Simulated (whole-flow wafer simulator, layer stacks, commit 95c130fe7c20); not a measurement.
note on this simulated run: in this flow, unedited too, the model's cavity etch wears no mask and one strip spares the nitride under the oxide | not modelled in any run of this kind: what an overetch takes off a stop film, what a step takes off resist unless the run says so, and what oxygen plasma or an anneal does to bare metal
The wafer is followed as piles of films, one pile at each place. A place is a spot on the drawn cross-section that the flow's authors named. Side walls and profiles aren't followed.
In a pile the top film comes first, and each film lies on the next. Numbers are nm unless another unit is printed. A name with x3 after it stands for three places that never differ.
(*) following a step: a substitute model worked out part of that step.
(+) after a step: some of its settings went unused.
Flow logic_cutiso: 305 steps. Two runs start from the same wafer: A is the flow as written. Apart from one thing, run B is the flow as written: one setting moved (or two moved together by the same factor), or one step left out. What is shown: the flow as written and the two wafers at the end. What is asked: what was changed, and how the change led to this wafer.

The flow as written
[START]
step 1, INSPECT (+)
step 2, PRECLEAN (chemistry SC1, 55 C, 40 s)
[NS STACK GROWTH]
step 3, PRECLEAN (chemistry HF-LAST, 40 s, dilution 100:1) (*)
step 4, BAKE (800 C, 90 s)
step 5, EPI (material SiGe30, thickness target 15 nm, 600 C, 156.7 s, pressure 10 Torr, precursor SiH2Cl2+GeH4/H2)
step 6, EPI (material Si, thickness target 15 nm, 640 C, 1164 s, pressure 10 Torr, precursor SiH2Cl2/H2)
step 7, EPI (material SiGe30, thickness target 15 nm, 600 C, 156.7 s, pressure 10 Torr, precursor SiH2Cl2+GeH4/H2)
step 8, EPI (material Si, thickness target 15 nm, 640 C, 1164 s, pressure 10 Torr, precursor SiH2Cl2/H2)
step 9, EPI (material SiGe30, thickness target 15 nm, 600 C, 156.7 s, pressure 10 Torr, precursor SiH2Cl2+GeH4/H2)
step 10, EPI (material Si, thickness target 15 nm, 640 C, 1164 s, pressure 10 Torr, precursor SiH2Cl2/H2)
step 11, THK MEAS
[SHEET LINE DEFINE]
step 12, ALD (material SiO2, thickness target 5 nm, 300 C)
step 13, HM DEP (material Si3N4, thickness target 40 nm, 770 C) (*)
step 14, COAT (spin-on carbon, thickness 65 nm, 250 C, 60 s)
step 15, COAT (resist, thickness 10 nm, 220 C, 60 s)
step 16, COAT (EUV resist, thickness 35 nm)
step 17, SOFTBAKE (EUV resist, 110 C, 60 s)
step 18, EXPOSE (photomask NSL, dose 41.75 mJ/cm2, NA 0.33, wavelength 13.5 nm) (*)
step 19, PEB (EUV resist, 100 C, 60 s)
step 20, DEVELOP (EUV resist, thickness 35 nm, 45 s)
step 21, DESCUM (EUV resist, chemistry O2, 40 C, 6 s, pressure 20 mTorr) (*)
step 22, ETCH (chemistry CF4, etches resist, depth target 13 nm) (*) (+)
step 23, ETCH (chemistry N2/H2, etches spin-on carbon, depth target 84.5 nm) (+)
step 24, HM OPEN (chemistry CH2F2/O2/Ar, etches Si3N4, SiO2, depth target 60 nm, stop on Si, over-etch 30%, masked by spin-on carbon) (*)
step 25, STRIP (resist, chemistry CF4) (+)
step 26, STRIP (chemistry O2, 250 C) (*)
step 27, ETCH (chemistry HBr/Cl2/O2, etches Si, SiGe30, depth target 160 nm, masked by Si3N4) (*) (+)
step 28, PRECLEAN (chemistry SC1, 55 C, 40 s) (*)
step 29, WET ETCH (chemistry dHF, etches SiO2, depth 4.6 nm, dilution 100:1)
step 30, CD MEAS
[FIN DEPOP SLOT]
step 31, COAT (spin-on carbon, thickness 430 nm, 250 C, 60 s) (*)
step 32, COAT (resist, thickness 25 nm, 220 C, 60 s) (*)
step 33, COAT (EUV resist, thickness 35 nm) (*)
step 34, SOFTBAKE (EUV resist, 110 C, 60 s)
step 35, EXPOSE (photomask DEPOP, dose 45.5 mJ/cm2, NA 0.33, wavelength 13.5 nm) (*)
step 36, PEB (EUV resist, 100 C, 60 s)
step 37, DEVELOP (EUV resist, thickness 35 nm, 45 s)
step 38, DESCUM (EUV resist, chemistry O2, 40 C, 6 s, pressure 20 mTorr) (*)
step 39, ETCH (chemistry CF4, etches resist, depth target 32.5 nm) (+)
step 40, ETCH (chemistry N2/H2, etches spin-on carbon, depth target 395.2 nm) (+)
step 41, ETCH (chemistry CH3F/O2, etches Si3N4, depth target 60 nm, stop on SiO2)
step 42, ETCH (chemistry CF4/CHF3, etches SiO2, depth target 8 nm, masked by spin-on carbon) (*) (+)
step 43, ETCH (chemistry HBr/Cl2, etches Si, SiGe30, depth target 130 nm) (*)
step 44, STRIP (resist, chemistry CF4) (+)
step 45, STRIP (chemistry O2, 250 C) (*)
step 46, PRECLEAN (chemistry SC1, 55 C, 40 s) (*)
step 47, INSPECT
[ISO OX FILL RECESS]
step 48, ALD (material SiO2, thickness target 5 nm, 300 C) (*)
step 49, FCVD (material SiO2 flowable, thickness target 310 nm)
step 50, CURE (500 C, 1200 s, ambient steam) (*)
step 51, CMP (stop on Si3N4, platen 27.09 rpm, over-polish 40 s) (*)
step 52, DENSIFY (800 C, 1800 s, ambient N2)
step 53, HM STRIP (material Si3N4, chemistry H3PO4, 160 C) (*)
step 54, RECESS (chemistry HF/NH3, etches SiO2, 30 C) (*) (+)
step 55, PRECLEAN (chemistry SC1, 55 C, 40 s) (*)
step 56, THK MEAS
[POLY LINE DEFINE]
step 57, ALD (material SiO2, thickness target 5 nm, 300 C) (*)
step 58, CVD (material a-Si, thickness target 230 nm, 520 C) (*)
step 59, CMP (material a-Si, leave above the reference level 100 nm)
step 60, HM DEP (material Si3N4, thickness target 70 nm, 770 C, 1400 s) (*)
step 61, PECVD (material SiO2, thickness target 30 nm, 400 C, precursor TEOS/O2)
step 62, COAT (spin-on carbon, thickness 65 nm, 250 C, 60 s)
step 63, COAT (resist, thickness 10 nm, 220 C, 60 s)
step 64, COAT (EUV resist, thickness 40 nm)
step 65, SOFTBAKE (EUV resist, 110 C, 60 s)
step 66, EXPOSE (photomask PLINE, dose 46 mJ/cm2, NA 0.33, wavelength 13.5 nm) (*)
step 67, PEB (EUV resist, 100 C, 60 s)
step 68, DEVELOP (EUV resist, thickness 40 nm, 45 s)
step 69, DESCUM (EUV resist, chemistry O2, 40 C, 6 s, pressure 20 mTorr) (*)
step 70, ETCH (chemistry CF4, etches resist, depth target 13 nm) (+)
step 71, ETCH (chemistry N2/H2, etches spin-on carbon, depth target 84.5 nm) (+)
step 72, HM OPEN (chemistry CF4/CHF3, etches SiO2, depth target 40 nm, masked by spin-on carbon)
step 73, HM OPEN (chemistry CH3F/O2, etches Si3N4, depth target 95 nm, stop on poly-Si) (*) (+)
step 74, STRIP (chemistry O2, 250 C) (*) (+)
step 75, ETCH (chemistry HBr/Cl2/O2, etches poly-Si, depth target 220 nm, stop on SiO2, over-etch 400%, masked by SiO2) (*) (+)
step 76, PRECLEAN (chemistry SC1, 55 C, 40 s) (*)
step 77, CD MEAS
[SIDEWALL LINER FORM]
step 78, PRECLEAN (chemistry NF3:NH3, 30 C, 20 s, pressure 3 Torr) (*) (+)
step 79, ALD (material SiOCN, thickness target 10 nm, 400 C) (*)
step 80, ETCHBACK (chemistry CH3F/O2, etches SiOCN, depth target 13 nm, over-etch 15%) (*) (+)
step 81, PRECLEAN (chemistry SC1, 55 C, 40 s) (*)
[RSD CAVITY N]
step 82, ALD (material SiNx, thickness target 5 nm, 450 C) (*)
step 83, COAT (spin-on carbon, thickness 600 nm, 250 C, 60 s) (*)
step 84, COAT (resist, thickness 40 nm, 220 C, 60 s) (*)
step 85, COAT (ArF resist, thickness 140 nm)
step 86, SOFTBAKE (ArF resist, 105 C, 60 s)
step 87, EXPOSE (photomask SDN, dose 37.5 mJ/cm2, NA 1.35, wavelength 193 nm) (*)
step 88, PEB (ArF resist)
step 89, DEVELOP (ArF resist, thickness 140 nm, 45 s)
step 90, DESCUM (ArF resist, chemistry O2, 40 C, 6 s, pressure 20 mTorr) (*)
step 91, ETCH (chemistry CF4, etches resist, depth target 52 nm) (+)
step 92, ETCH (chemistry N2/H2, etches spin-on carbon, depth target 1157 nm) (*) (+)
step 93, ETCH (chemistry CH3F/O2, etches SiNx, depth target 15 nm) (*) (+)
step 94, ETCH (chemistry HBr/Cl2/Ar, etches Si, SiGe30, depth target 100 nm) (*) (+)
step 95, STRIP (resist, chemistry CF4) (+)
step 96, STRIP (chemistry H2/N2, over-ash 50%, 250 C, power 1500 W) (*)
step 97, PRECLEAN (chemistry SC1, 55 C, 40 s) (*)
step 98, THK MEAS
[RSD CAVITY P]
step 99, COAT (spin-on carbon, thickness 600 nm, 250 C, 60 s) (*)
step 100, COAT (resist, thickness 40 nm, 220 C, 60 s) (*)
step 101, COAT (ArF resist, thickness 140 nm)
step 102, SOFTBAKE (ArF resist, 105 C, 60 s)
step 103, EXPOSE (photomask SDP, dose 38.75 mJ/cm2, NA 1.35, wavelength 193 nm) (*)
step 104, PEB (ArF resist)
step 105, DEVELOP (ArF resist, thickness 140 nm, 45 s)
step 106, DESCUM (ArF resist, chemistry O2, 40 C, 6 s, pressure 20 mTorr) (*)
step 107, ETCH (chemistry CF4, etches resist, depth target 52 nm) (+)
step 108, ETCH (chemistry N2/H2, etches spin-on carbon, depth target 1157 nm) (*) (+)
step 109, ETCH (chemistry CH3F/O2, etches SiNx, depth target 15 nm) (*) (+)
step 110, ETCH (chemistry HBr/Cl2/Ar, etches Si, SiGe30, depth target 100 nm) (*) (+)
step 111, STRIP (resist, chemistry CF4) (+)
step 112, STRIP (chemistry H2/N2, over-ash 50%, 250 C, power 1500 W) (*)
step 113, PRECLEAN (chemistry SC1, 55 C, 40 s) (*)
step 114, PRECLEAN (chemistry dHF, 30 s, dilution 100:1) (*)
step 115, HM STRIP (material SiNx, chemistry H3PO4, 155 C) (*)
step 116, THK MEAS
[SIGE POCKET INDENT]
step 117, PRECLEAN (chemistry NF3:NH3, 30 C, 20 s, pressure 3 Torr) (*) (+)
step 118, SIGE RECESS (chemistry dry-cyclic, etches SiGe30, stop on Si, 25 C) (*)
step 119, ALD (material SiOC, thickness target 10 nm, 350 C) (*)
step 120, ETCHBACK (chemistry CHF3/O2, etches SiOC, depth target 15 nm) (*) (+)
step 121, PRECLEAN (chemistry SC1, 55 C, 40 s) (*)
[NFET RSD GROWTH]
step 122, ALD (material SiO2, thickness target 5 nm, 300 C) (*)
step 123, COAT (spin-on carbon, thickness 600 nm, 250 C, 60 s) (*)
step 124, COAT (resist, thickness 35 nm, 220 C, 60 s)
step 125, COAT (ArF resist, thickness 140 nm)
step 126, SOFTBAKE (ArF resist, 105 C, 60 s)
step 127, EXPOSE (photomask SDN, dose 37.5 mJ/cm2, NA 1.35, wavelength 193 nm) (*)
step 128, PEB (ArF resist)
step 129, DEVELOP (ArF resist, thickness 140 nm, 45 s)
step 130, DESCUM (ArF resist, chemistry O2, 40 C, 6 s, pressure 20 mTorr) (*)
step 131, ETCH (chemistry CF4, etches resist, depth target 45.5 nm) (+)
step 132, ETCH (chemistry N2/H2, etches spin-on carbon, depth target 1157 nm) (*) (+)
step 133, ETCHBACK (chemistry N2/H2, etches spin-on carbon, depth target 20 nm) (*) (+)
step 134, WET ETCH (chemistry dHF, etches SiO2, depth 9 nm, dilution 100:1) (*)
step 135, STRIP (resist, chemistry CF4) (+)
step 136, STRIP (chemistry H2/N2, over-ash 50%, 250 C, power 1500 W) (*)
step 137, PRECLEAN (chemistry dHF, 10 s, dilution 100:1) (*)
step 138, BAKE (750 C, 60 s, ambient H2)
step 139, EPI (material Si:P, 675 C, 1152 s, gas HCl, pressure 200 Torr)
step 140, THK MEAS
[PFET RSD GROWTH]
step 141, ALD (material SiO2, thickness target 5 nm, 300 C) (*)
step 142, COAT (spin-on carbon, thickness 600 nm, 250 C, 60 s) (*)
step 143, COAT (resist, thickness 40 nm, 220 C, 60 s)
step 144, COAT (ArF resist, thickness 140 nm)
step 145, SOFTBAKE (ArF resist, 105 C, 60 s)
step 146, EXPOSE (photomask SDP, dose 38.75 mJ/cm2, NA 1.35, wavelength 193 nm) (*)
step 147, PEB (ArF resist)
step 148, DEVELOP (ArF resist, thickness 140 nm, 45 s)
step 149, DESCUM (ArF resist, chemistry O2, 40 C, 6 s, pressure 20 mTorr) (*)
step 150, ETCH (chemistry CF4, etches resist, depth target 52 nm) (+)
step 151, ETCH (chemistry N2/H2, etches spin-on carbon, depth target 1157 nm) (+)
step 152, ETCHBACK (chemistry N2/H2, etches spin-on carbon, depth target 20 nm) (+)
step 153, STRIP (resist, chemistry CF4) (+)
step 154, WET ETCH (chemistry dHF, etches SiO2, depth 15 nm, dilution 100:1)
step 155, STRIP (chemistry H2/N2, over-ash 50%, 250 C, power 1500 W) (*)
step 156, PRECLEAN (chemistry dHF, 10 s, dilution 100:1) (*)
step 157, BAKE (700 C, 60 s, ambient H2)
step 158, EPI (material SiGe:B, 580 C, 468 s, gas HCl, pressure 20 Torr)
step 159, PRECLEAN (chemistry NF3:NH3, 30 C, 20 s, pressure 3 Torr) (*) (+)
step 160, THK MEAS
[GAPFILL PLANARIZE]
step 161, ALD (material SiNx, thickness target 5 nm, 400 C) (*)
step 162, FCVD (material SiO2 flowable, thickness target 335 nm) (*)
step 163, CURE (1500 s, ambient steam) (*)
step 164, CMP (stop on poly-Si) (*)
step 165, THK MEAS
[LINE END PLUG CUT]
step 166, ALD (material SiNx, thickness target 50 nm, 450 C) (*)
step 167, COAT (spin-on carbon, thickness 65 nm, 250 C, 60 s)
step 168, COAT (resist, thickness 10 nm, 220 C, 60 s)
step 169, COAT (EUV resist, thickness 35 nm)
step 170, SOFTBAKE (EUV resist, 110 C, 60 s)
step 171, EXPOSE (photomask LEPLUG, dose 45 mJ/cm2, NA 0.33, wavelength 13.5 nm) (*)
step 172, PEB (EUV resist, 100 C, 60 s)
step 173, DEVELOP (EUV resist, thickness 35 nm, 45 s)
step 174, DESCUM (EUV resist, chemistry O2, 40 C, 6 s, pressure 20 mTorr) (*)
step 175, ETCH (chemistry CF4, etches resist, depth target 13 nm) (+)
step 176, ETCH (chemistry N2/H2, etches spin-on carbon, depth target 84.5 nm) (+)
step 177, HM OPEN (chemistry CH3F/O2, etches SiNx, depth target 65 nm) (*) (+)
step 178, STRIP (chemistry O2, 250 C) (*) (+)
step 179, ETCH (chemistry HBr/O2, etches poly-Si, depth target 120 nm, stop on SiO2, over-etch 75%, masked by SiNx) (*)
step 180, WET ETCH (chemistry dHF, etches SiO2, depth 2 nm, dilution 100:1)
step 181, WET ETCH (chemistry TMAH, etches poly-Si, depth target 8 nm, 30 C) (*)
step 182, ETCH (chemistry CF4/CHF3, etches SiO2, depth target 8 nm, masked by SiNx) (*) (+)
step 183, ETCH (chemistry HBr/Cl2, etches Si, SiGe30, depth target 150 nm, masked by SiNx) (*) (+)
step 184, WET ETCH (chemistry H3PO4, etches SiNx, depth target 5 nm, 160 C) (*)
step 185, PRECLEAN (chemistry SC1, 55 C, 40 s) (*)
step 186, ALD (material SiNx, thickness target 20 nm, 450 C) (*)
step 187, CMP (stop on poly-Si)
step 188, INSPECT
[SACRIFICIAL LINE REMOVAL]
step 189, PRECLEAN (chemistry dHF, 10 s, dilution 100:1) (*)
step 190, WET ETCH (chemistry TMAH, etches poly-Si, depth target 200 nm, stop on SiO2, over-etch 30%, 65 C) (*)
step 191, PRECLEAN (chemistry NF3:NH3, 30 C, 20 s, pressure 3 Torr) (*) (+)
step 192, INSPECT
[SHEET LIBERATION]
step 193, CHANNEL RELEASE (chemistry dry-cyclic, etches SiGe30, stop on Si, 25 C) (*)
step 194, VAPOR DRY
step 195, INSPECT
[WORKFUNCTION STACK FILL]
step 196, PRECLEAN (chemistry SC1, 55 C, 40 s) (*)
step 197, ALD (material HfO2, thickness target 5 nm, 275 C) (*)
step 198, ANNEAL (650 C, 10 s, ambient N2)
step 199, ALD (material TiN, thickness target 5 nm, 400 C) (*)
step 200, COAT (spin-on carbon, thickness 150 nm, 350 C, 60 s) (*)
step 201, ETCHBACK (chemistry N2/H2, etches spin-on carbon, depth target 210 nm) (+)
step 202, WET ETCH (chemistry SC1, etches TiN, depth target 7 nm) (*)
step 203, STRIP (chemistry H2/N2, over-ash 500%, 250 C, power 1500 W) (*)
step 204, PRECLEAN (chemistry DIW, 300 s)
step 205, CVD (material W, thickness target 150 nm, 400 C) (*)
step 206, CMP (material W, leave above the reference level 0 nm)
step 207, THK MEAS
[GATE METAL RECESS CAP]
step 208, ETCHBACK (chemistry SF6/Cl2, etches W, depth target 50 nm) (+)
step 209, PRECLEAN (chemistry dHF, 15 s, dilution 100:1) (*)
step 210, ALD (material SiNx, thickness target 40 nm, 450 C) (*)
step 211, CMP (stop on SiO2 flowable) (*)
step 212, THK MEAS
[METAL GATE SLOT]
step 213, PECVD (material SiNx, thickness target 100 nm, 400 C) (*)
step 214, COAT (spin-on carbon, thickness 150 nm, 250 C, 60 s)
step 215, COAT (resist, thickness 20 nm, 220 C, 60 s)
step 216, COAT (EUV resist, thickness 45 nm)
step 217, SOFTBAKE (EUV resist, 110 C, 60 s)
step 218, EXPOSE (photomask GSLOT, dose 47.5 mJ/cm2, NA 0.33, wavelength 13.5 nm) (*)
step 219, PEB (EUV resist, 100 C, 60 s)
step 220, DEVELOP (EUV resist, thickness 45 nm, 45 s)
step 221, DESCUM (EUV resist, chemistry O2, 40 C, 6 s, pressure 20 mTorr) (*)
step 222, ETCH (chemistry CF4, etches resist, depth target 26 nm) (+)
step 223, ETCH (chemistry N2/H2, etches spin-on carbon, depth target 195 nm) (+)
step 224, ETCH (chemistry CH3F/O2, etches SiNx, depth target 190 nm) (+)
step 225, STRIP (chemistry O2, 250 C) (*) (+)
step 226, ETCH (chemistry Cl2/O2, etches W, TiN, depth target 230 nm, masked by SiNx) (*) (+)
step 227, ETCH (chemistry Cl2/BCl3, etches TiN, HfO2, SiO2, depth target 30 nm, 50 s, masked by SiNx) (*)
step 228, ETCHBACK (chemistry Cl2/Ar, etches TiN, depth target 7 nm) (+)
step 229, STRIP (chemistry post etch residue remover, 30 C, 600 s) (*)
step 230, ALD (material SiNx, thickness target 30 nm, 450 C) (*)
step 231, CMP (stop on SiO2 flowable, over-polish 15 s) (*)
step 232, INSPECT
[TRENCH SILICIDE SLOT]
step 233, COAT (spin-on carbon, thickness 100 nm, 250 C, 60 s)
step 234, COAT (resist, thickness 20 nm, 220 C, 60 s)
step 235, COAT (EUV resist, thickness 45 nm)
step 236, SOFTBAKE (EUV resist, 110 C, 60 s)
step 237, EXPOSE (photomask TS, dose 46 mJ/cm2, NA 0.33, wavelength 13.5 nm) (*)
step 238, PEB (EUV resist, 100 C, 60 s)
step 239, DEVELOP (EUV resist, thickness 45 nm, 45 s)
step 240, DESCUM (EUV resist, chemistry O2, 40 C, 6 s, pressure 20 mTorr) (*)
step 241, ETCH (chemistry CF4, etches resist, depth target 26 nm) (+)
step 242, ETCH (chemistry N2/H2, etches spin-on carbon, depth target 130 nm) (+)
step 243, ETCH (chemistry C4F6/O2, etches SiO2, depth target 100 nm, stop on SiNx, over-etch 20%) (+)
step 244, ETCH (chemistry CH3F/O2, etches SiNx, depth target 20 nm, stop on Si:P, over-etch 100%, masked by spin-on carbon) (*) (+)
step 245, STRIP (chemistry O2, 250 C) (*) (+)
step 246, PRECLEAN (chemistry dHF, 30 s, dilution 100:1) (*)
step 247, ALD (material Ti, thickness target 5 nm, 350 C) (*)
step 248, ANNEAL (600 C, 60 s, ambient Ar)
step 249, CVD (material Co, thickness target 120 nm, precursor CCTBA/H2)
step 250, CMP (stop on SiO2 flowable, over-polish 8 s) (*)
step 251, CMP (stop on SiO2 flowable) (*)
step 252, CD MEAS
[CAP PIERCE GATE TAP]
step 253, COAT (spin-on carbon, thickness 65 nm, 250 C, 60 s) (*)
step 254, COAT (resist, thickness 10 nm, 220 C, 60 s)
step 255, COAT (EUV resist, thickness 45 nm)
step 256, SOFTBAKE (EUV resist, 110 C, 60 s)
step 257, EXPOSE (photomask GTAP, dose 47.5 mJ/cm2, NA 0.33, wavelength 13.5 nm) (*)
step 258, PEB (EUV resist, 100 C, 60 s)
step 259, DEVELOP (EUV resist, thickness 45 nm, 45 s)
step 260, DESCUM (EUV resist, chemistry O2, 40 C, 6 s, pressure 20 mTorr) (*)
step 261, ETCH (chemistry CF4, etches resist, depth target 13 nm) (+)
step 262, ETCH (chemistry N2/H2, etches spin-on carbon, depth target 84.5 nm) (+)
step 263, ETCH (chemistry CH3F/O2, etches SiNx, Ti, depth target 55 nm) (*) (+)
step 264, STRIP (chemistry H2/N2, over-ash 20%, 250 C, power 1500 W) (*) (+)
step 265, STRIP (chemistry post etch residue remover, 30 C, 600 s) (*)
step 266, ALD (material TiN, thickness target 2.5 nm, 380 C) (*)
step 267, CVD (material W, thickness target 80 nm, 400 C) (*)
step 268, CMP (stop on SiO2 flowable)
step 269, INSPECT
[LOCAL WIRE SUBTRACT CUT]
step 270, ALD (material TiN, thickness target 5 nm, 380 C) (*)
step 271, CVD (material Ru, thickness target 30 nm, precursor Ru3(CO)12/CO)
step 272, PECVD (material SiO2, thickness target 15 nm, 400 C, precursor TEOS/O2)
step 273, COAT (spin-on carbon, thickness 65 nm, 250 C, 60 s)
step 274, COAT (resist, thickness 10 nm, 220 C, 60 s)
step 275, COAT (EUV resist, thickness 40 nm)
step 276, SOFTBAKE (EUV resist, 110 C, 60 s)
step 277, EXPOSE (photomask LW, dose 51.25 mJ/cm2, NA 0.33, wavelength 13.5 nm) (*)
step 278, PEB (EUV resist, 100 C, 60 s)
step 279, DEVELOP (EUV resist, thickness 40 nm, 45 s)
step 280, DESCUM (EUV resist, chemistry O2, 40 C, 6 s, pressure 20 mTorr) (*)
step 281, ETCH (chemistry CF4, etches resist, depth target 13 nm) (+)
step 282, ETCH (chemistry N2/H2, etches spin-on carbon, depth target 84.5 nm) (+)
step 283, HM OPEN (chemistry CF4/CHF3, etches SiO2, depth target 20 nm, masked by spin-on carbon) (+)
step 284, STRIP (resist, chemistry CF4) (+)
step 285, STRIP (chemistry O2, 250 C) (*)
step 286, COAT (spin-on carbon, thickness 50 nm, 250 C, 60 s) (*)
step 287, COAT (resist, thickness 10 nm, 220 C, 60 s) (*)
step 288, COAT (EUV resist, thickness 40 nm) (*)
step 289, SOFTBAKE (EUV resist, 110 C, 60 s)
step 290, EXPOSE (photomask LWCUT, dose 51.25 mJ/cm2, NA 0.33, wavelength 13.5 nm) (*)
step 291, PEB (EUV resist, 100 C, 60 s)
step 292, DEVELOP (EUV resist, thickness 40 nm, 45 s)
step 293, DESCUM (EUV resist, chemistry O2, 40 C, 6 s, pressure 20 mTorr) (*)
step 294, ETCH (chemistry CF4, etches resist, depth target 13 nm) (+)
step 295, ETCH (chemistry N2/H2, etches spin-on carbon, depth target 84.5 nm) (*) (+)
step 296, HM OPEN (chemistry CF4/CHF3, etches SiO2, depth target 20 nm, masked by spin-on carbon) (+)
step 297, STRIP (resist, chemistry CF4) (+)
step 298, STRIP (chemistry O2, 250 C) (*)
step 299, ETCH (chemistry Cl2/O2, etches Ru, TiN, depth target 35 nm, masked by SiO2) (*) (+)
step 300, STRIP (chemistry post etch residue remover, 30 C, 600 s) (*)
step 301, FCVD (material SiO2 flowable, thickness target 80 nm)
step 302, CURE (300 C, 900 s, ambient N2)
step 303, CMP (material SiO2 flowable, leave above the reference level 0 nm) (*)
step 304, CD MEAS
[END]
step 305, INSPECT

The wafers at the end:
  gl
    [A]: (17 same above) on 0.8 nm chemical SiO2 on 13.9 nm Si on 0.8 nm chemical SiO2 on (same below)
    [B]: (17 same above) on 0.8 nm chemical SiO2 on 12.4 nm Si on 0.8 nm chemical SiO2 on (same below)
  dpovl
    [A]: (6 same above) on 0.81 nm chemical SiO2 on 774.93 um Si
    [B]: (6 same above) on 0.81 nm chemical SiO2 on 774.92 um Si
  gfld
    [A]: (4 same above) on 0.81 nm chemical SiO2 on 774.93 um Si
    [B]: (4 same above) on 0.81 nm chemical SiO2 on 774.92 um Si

The reason: step 6, EPI: thickness target 13.5 nm was run, while the flow as written has thickness target 15 nm; step 6, EPI: 1048 s was run, where the flow has 1164 s.

The path from the change to this, step by step:
  step 6, EPI (material Si, thickness target 15 nm, 640 C, 1164 s, pressure 10 Torr, precursor SiH2Cl2/H2)
      depop, dpovl, gfld and 19 more: A +15 Si (new film) | B +13.5 Si (new film)
  step 27, ETCH (chemistry HBr/Cl2/O2, etches Si, SiGe30, depth target 160 nm, masked by Si3N4) (*) (+)
      gfld, gxf, iso, lnri: A -0.79 chemical SiO2 (all of it), -11.4 Si (all of it), -15 SiGe30 (all of it), -15 Si (all of it), -15 SiGe30 (all of it), -15 Si (all of it), -15 SiGe30 (all of it), -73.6 Si | B -0.79 chemical SiO2 (all of it), -11.4 Si (all of it), -15 SiGe30 (all of it), -15 Si (all of it), -15 SiGe30 (all of it), -13.5 Si (all of it), -15 SiGe30 (all of it), -75.1 Si
      dpovl, nsgap: A -0.79 chemical SiO2 (all of it), -11.8 Si (all of it), -15 SiGe30 (all of it), -15 Si (all of it), -15 SiGe30 (all of it), -15 Si (all of it), -15 SiGe30 (all of it), -73.2 Si | B -0.79 chemical SiO2 (all of it), -11.8 Si (all of it), -15 SiGe30 (all of it), -15 Si (all of it), -15 SiGe30 (all of it), -13.5 Si (all of it), -15 SiGe30 (all of it), -74.7 Si
      (and at 1 other place as well)
  step 43, ETCH (chemistry HBr/Cl2, etches Si, SiGe30, depth target 130 nm) (*)
      depop: A -14 Si (all of it), -15 SiGe30 (all of it), -15 Si (all of it), -15 SiGe30 (all of it), -15 Si (all of it), -15 SiGe30 (all of it), -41 Si | B -14 Si (all of it), -15 SiGe30 (all of it), -15 Si (all of it), -15 SiGe30 (all of it), -13.5 Si (all of it), -15 SiGe30 (all of it), -42.5 Si
  step 94, ETCH (chemistry HBr/Cl2/Ar, etches Si, SiGe30, depth target 100 nm) (*) (+)
      rsdn, rsdx: A -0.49 chemical SiO2 (all of it), -12.8 Si (all of it), -15 SiGe30 (all of it), -15 Si (all of it), -15 SiGe30 (all of it), -15 Si (all of it), -15 SiGe30 (all of it), -12.2 Si | B -0.49 chemical SiO2 (all of it), -12.8 Si (all of it), -15 SiGe30 (all of it), -15 Si (all of it), -15 SiGe30 (all of it), -13.5 Si (all of it), -15 SiGe30 (all of it), -13.7 Si
  step 110, ETCH (chemistry HBr/Cl2/Ar, etches Si, SiGe30, depth target 100 nm) (*) (+)
      rsdp, rsdw: A -0.49 chemical SiO2 (all of it), -12.8 Si (all of it), -15 SiGe30 (all of it), -15 Si (all of it), -15 SiGe30 (all of it), -15 Si (all of it), -15 SiGe30 (all of it), -12.2 Si | B -0.49 chemical SiO2 (all of it), -12.8 Si (all of it), -15 SiGe30 (all of it), -15 Si (all of it), -15 SiGe30 (all of it), -13.5 Si (all of it), -15 SiGe30 (all of it), -13.7 Si
  step 183, ETCH (chemistry HBr/Cl2, etches Si, SiGe30, depth target 150 nm, masked by SiNx) (*) (+)
      plug: A -13.6 Si (all of it), -15 SiGe30 (all of it), -15 Si (all of it), -15 SiGe30 (all of it), -15 Si (all of it), -15 SiGe30 (all of it), -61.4 Si | B -13.6 Si (all of it), -15 SiGe30 (all of it), -15 Si (all of it), -15 SiGe30 (all of it), -13.5 Si (all of it), -15 SiGe30 (all of it), -62.9 Si
